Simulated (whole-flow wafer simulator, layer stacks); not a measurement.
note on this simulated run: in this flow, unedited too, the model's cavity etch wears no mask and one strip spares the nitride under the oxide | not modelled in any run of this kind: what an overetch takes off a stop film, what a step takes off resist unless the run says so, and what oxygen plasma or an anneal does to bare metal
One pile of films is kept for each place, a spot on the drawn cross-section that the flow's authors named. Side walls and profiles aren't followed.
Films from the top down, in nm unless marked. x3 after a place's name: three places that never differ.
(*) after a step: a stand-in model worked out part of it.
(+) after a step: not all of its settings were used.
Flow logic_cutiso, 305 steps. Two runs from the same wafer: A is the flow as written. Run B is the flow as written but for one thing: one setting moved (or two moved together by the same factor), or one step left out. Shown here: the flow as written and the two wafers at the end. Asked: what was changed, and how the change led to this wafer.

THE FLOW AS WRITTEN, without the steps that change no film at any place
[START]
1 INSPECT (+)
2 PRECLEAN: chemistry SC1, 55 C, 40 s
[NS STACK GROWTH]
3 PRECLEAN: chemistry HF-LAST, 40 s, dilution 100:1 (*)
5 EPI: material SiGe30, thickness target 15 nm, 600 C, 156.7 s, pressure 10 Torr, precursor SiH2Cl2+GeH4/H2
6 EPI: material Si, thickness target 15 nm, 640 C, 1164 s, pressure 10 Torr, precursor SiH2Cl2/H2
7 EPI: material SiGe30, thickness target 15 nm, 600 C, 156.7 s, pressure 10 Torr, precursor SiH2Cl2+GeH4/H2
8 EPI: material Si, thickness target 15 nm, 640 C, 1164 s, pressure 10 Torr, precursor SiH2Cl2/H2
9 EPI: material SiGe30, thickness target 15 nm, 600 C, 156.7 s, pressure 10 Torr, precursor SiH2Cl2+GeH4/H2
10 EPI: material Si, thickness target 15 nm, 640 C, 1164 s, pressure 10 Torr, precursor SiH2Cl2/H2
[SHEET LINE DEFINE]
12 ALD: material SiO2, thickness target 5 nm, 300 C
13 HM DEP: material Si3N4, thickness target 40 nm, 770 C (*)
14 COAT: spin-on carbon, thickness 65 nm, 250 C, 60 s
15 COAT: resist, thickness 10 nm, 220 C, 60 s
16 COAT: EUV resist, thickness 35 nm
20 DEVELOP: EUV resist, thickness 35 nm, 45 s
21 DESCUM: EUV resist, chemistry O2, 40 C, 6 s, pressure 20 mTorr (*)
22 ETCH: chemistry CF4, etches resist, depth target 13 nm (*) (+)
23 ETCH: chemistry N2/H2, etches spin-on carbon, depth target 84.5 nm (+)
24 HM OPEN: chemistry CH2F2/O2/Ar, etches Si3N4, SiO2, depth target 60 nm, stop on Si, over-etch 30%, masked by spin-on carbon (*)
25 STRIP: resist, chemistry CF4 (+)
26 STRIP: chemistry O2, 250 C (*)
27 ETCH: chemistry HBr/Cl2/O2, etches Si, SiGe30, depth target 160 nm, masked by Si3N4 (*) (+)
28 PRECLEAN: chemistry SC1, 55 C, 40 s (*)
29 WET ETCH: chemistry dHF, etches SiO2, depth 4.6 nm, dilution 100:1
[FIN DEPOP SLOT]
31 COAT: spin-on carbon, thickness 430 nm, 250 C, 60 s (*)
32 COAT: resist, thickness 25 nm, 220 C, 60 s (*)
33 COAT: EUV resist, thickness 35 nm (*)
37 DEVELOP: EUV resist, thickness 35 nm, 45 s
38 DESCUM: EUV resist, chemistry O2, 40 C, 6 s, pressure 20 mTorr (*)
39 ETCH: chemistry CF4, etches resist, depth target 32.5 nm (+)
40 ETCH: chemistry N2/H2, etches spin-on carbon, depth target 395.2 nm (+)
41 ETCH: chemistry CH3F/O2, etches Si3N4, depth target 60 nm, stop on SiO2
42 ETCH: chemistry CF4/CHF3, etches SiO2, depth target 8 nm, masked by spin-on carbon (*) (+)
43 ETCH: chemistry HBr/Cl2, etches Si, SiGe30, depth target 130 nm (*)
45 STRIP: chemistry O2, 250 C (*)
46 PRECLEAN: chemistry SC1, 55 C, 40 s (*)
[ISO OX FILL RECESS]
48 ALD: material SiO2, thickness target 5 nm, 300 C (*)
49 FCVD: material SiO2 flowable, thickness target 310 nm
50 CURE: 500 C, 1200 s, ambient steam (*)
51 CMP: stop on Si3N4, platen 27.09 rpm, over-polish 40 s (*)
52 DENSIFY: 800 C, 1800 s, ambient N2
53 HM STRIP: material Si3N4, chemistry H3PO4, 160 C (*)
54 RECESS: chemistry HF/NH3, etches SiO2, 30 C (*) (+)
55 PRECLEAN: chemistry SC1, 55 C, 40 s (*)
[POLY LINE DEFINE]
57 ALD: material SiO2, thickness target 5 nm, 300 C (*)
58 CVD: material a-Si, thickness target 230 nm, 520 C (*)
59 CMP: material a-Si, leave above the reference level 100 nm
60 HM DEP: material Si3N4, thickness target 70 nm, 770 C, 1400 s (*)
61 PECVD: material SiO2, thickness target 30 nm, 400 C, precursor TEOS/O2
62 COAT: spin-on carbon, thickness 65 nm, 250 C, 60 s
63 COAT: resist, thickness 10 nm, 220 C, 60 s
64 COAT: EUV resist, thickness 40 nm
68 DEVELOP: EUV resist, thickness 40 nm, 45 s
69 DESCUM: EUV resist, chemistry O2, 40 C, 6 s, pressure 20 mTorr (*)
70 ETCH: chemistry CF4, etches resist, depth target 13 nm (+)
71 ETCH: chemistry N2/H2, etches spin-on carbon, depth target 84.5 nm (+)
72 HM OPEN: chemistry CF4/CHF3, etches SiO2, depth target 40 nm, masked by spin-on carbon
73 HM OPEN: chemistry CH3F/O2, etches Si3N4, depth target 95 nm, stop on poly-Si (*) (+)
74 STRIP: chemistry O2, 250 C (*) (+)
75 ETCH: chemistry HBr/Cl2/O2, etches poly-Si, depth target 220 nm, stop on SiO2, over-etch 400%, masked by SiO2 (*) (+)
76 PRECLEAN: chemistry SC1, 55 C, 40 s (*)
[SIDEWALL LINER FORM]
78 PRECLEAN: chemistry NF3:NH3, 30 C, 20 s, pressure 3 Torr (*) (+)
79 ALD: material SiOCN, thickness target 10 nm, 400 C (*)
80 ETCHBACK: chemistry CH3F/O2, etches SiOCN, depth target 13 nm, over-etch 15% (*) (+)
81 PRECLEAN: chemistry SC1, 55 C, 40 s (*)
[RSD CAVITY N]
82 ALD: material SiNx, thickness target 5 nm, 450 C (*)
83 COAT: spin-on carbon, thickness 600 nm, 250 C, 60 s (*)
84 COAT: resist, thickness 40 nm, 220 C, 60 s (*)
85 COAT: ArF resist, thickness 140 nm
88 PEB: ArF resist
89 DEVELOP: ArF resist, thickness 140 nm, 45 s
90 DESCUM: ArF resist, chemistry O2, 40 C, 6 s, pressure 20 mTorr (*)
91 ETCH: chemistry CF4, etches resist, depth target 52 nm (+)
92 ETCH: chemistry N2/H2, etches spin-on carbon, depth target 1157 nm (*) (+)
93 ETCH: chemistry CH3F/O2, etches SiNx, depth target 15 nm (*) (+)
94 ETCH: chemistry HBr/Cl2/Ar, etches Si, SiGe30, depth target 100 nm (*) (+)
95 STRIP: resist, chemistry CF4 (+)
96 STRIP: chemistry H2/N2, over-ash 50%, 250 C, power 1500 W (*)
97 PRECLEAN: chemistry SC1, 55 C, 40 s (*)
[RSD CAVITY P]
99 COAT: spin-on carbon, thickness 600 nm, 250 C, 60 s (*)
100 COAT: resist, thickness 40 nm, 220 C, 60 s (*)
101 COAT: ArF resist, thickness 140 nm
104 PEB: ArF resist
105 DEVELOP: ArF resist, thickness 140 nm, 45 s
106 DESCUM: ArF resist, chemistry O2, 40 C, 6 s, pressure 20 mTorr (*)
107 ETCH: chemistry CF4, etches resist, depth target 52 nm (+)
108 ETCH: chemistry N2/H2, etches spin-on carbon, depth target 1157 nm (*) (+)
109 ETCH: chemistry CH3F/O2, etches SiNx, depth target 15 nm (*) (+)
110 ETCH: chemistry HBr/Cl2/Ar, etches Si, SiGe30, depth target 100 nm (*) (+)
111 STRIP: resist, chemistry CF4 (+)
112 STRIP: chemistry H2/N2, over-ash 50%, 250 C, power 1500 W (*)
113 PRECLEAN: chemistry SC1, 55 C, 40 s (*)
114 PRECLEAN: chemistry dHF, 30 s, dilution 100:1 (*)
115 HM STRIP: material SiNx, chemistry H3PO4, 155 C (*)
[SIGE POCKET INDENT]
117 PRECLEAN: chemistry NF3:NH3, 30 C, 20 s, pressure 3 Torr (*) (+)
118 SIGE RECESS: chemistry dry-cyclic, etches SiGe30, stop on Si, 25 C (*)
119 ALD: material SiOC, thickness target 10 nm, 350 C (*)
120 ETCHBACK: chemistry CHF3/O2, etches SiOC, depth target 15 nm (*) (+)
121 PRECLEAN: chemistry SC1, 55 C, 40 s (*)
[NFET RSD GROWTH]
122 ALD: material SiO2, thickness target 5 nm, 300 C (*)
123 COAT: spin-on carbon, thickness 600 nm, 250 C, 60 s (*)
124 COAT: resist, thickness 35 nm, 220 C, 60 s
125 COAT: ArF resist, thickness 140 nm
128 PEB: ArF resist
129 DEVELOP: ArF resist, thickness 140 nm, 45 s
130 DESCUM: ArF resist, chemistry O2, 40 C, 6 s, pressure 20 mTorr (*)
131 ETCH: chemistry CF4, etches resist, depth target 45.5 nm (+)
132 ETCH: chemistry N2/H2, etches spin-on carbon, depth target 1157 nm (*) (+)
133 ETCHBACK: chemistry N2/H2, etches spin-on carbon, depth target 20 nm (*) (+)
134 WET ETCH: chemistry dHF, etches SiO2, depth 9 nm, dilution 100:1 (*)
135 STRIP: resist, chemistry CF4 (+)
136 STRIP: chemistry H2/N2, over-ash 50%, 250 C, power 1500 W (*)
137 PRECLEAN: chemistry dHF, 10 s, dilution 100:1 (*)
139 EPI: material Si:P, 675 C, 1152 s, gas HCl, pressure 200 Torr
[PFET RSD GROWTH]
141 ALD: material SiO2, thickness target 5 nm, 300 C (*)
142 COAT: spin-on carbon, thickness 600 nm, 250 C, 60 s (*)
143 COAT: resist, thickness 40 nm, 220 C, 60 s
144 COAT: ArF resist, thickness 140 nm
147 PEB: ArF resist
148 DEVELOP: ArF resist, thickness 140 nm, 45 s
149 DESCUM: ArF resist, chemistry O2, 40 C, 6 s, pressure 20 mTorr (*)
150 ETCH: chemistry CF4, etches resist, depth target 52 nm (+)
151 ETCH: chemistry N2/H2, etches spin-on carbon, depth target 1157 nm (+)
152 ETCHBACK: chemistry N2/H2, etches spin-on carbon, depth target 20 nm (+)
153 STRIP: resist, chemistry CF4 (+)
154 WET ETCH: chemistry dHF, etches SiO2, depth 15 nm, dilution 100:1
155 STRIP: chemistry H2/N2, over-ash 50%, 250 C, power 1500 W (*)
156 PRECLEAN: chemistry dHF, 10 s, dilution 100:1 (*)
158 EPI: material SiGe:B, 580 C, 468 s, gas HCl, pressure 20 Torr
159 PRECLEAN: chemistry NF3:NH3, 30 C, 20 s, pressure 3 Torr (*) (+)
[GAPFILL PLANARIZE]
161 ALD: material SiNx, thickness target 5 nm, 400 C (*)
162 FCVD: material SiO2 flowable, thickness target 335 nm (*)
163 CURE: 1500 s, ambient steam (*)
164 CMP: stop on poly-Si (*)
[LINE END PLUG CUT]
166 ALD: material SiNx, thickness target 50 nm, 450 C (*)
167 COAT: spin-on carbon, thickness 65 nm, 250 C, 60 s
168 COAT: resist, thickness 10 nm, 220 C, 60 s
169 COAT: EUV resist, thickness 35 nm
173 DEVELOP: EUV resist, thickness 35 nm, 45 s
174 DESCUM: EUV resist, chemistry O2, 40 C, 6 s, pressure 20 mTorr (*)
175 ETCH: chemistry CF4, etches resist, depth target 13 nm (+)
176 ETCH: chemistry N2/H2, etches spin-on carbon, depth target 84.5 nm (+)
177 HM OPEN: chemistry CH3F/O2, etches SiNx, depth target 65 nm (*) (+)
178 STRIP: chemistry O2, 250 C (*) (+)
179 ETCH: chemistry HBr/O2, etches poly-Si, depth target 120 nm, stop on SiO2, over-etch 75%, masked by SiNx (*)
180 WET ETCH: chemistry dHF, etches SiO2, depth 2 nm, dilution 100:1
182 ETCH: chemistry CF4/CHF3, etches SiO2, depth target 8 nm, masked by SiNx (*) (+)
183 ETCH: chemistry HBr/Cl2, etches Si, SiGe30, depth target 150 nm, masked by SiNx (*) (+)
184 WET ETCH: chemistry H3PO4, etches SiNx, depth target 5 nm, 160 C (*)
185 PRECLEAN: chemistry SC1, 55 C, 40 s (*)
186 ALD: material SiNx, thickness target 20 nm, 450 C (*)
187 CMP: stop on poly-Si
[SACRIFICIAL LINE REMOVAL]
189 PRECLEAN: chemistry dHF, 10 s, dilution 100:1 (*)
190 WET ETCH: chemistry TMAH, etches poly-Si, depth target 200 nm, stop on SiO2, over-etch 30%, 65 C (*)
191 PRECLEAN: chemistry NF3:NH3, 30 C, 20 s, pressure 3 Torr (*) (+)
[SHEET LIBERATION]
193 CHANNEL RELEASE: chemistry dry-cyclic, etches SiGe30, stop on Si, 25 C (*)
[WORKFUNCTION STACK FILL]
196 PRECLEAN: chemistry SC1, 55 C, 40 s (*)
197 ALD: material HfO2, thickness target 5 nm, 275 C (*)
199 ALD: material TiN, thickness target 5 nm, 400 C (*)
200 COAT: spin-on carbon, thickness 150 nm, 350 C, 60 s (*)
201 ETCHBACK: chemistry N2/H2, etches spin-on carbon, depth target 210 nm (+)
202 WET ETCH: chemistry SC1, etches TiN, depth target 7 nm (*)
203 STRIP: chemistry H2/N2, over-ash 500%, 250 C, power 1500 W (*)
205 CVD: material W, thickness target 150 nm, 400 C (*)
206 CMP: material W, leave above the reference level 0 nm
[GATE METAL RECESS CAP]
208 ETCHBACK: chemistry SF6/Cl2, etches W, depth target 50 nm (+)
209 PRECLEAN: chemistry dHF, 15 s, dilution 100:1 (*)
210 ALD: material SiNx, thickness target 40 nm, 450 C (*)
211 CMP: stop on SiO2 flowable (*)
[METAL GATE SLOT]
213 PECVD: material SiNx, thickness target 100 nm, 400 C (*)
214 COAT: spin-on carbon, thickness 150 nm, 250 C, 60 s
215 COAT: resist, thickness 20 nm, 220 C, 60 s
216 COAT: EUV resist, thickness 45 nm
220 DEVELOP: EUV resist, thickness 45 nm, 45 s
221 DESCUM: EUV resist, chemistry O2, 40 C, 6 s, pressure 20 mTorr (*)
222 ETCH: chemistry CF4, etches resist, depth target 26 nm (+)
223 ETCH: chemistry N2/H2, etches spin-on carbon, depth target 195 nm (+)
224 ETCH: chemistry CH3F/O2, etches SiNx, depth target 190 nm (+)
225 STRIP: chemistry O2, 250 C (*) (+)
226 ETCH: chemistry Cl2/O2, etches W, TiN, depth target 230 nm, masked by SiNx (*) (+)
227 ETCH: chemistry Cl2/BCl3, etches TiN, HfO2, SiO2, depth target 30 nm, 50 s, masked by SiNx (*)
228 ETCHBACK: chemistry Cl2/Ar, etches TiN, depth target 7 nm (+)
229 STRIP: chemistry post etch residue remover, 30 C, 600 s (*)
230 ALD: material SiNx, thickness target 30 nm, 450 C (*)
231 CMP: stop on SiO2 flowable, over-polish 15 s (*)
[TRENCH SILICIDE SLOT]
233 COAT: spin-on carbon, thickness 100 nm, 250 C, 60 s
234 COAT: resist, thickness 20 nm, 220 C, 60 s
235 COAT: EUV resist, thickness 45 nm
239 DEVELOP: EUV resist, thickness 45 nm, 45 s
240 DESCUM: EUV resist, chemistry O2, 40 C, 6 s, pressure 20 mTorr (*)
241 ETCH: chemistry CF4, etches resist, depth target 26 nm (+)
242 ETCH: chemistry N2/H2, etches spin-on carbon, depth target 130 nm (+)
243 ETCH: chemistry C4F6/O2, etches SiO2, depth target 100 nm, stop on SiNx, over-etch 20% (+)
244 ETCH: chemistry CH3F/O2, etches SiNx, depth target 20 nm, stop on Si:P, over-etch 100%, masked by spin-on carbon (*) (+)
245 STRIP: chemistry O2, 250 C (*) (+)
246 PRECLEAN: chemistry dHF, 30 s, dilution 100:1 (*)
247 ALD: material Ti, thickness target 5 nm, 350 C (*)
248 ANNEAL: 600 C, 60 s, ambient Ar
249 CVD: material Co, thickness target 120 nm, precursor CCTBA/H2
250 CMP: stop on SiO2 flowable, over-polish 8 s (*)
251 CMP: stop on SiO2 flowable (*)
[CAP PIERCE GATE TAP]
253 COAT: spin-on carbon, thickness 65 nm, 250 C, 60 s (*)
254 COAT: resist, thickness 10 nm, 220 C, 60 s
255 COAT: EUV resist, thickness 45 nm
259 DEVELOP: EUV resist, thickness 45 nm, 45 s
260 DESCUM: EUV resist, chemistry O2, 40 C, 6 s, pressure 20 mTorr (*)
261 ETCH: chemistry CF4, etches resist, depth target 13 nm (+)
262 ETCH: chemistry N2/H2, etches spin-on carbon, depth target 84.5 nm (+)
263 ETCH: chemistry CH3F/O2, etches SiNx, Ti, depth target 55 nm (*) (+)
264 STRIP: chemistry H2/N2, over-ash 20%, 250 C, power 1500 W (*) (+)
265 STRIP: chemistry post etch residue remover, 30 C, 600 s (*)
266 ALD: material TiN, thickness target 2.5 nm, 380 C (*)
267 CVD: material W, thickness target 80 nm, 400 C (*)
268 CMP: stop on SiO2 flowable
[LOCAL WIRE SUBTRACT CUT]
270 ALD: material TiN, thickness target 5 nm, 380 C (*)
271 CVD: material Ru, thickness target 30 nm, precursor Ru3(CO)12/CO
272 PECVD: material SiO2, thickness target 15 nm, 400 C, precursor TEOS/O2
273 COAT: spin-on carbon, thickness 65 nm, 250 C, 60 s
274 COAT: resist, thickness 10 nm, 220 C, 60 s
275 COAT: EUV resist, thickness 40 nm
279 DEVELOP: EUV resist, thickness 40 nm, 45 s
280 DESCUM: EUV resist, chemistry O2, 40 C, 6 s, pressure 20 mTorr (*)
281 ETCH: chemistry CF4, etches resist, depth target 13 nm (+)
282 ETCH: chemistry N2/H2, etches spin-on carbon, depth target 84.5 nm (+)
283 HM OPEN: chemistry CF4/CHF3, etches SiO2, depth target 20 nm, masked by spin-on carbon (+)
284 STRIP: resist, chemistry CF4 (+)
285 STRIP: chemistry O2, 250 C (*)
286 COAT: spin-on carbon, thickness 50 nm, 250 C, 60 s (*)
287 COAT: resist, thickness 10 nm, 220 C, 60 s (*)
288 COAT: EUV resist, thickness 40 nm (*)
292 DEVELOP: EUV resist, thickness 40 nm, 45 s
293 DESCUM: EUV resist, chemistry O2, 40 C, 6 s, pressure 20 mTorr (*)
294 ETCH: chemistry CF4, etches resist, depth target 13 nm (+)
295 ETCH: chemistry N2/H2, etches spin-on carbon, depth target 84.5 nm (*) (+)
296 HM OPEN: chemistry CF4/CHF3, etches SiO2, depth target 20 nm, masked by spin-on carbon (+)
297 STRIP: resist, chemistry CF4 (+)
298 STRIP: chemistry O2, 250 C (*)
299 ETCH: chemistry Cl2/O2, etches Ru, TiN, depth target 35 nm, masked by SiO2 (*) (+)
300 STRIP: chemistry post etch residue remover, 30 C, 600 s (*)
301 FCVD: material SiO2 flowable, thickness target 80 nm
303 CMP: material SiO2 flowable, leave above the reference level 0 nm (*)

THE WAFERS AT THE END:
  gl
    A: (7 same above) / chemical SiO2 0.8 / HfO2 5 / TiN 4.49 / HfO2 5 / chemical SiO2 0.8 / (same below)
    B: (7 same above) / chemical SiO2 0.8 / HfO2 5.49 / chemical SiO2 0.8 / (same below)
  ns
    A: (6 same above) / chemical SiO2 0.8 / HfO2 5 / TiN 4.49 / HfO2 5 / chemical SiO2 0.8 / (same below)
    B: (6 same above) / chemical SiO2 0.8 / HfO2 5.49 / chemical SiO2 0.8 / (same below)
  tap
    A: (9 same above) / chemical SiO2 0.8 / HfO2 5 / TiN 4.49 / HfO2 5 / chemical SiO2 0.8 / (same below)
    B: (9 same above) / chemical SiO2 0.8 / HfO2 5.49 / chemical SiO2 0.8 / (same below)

The cause: step 9, EPI: 62.7 s was run, where the flow has 156.7 s.

How the change led to this, step by step:
  9 EPI: material SiGe30, thickness target 15 nm, 600 C, 156.7 s, pressure 10 Torr, precursor SiH2Cl2+GeH4/H2
      depop, dpovl, gfld and 19 more: A SiGe30 +15 (new film) | B SiGe30 +6 (new film)
  27 ETCH: chemistry HBr/Cl2/O2, etches Si, SiGe30, depth target 160 nm, masked by Si3N4 (*) (+)
      gfld, gxf, iso, lnri: A chemical SiO2 -0.79 (all of it), Si -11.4 (all of it), SiGe30 -15 (all of it), Si -15 (all of it), SiGe30 -15 (all of it), Si -15 (all of it), SiGe30 -15 (all of it), Si -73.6 | B chemical SiO2 -0.79 (all of it), Si -11.4 (all of it), SiGe30 -6 (all of it), Si -15 (all of it), SiGe30 -15 (all of it), Si -15 (all of it), SiGe30 -15 (all of it), Si -82.6
      dpovl, nsgap: A chemical SiO2 -0.79 (all of it), Si -11.8 (all of it), SiGe30 -15 (all of it), Si -15 (all of it), SiGe30 -15 (all of it), Si -15 (all of it), SiGe30 -15 (all of it), Si -73.2 | B chemical SiO2 -0.79 (all of it), Si -11.8 (all of it), SiGe30 -6 (all of it), Si -15 (all of it), SiGe30 -15 (all of it), Si -15 (all of it), SiGe30 -15 (all of it), Si -82.2
      (and at 1 more place)
  43 ETCH: chemistry HBr/Cl2, etches Si, SiGe30, depth target 130 nm (*)
      depop: A Si -14 (all of it), SiGe30 -15 (all of it), Si -15 (all of it), SiGe30 -15 (all of it), Si -15 (all of it), SiGe30 -15 (all of it), Si -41 | B Si -14 (all of it), SiGe30 -6 (all of it), Si -15 (all of it), SiGe30 -15 (all of it), Si -15 (all of it), SiGe30 -15 (all of it), Si -50
  94 ETCH: chemistry HBr/Cl2/Ar, etches Si, SiGe30, depth target 100 nm (*) (+)
      rsdn, rsdx: A chemical SiO2 -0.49 (all of it), Si -12.8 (all of it), SiGe30 -15 (all of it), Si -15 (all of it), SiGe30 -15 (all of it), Si -15 (all of it), SiGe30 -15 (all of it), Si -12.2 | B chemical SiO2 -0.49 (all of it), Si -12.8 (all of it), SiGe30 -6 (all of it), Si -15 (all of it), SiGe30 -15 (all of it), Si -15 (all of it), SiGe30 -15 (all of it), Si -21.2
  110 ETCH: chemistry HBr/Cl2/Ar, etches Si, SiGe30, depth target 100 nm (*) (+)
      rsdp, rsdw: A chemical SiO2 -0.49 (all of it), Si -12.8 (all of it), SiGe30 -15 (all of it), Si -15 (all of it), SiGe30 -15 (all of it), Si -15 (all of it), SiGe30 -15 (all of it), Si -12.2 | B chemical SiO2 -0.49 (all of it), Si -12.8 (all of it), SiGe30 -6 (all of it), Si -15 (all of it), SiGe30 -15 (all of it), Si -15 (all of it), SiGe30 -15 (all of it), Si -21.2
  118 SIGE RECESS: chemistry dry-cyclic, etches SiGe30, stop on Si, 25 C (*)
      lnr, lnrp, lnrt: A SiOCN -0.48, Si -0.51, cavity +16 (new film), SiGe30 -15 (all of it), Si -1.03, cavity +16 (new film), SiGe30 -15 (all of it), Si -1.03, cavity +16 (new film), SiGe30 -15 (all of it), Si -0.51 | B SiOCN -0.48, Si -0.51, cavity +7.03 (new film), SiGe30 -6 (all of it), Si -1.03, cavity +16 (new film), SiGe30 -15 (all of it), Si -1.03, cavity +16 (new film), SiGe30 -15 (all of it), Si -0.51
  119 ALD: material SiOC, thickness target 10 nm, 350 C (*)
      lnr, lnrp, lnrt: A SiOC +10 (new film), SiOC +16 (new film), cavity -16 (all of it), SiOC +16 (new film), cavity -16 (all of it), SiOC +16 (new film), cavity -16 (all of it) | B SiOC +10 (new film), SiOC +7.03 (new film), cavity -7.03 (all of it), SiOC +16 (new film), cavity -16 (all of it), SiOC +16 (new film), cavity -16 (all of it)
  183 ETCH: chemistry HBr/Cl2, etches Si, SiGe30, depth target 150 nm, masked by SiNx (*) (+)
      plug: A Si -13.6 (all of it), SiGe30 -15 (all of it), Si -15 (all of it), SiGe30 -15 (all of it), Si -15 (all of it), SiGe30 -15 (all of it), Si -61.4 | B Si -13.6 (all of it), SiGe30 -6 (all of it), Si -15 (all of it), SiGe30 -15 (all of it), Si -15 (all of it), SiGe30 -15 (all of it), Si -70.4
  193 CHANNEL RELEASE: chemistry dry-cyclic, etches SiGe30, stop on Si, 25 C (*)
      gl, glp, gxn, gxp, ns, tap: A chemical SiO2 +0.8 (new film), Si -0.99, chemical SiO2 +0.8 (new film), cavity +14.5 (new film), chemical SiO2 +0.8 (new film), SiGe30 -15 (all of it), Si -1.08, chemical SiO2 +0.8 (new film), cavity +14.5 (new film), chemical SiO2 +0.8 (new film), SiGe30 -15 (all of it), Si -1.08, chemical SiO2 +0.8 (new film), cavity +14.5 (new film), chemical SiO2 +0.8 (new film), SiGe30 -15 (all of it), Si -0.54 | B chemical SiO2 +0.8 (new film), Si -0.99, chemical SiO2 +0.8 (new film), cavity +5.49 (new film), chemical SiO2 +0.8 (new film), SiGe30 -6 (all of it), Si -1.08, chemical SiO2 +0.8 (new film), cavity +14.5 (new film), chemical SiO2 +0.8 (new film), SiGe30 -15 (all of it), Si -1.08, chemical SiO2 +0.8 (new film), cavity +14.5 (new film), chemical SiO2 +0.8 (new film), SiGe30 -15 (all of it), Si -0.54
  197 ALD: material HfO2, thickness target 5 nm, 275 C (*)
      gl, glp, gxn, gxp, ns, tap: A HfO2 +5 (new film), HfO2 +5 (new film), cavity -10, HfO2 +5 (new film), HfO2 +5 (new film), cavity -10, HfO2 +5 (new film), HfO2 +5 (new film), cavity -10, HfO2 +5 (new film) | B HfO2 +5 (new film), HfO2 +5.49 (new film), cavity -5.49 (all of it), HfO2 +5 (new film), cavity -10, HfO2 +5 (new film), HfO2 +5 (new film), cavity -10, HfO2 +5 (new film)
  199 ALD: material TiN, thickness target 5 nm, 400 C (*)
      gl, glp, tap: A TiN +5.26 (new film), TiN +4.49 (new film), cavity -4.49 (all of it), TiN +4.49 (new film), cavity -4.49 (all of it), TiN +4.49 (new film), cavity -4.49 (all of it) | B TiN +5.26 (new film), TiN +4.49 (new film), cavity -4.49 (all of it), TiN +4.49 (new film), cavity -4.49 (all of it)
      gxn, gxp, ns: A TiN +5 (new film), TiN +4.49 (new film), cavity -4.49 (all of it), TiN +4.49 (new film), cavity -4.49 (all of it), TiN +4.49 (new film), cavity -4.49 (all of it) | B TiN +5 (new film), TiN +4.49 (new film), cavity -4.49 (all of it), TiN +4.49 (new film), cavity -4.49 (all of it)
Counting metal films that touch as one body, gl has 3 bodies (between them, from the top down: HfO2 5 / chemical SiO2 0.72 / Si 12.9 / chemical SiO2 0.8 / HfO2 5.49 / chemical SiO2 0.8 / Si 13.9 / chemical SiO2 0.8 / HfO2 5; HfO2 5 / chemical SiO2 0.8 / Si 13.9 / chemical SiO2 0.8 / HfO2 5); the flow as written gives 4 bodies (between them, from the top down: HfO2 5 / chemical SiO2 0.72 / Si 12.9 / chemical SiO2 0.8 / HfO2 5; HfO2 5 / chemical SiO2 0.8 / Si 13.9 / chemical SiO2 0.8 / HfO2 5; HfO2 5 / chemical SiO2 0.8 / Si 13.9 / chemical SiO2 0.8 / HfO2 5).
Counting metal films that touch as one body, ns has 3 bodies (between them, from the top down: HfO2 5 / chemical SiO2 0.72 / Si 12.9 / chemical SiO2 0.8 / HfO2 5.49 / chemical SiO2 0.8 / Si 13.9 / chemical SiO2 0.8 / HfO2 5; HfO2 5 / chemical SiO2 0.8 / Si 13.9 / chemical SiO2 0.8 / HfO2 5); the flow as written gives 4 bodies (between them, from the top down: HfO2 5 / chemical SiO2 0.72 / Si 12.9 / chemical SiO2 0.8 / HfO2 5; HfO2 5 / chemical SiO2 0.8 / Si 13.9 / chemical SiO2 0.8 / HfO2 5; HfO2 5 / chemical SiO2 0.8 / Si 13.9 / chemical SiO2 0.8 / HfO2 5).
Counting metal films that touch as one body, tap has 3 bodies (between them, from the top down: HfO2 5 / chemical SiO2 0.72 / Si 12.9 / chemical SiO2 0.8 / HfO2 5.49 / chemical SiO2 0.8 / Si 13.9 / chemical SiO2 0.8 / HfO2 5; HfO2 5 / chemical SiO2 0.8 / Si 13.9 / chemical SiO2 0.8 / HfO2 5); the flow as written gives 4 bodies (between them, from the top down: HfO2 5 / chemical SiO2 0.72 / Si 12.9 / chemical SiO2 0.8 / HfO2 5; HfO2 5 / chemical SiO2 0.8 / Si 13.9 / chemical SiO2 0.8 / HfO2 5; HfO2 5 / chemical SiO2 0.8 / Si 13.9 / chemical SiO2 0.8 / HfO2 5).
